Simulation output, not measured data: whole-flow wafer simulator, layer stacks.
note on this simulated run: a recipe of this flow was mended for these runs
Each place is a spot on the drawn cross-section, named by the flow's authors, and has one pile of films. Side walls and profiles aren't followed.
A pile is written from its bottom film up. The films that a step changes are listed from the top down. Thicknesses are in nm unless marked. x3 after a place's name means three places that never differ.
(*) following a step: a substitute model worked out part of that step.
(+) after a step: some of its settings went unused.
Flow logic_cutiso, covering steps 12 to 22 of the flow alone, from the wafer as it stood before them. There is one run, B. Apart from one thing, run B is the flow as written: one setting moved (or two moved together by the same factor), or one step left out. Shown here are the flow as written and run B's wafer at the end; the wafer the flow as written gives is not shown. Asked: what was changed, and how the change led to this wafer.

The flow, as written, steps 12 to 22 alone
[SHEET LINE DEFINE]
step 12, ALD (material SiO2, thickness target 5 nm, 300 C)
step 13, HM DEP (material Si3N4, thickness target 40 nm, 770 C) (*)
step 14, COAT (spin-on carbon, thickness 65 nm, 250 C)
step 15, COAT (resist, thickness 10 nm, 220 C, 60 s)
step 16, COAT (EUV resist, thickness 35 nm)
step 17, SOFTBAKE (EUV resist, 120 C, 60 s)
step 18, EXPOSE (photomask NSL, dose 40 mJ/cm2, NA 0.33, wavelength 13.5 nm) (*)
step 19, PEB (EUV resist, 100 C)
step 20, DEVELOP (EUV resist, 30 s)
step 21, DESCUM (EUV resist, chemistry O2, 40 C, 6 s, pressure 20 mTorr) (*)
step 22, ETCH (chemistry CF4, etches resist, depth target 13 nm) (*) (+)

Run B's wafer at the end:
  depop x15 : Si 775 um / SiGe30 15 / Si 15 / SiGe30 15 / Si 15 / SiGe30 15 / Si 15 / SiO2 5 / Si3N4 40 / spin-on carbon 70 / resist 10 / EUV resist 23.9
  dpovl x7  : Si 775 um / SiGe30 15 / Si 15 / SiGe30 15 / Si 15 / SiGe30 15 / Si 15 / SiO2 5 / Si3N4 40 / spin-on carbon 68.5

Cause: step 14, COAT: thickness 70 nm was run, whereas the flow has thickness 65 nm.
The wafer itself shows it: depop x15 has spin-on carbon 70, and step 14 as written asks for 65 nm.

Step by step, how the change led to this:
  step 14, COAT (spin-on carbon, thickness 65 nm, 250 C)
      depop x15, dpovl x7: spin-on carbon gains 70 (new film) (it would be, as written: spin-on carbon gains 65 (new film))
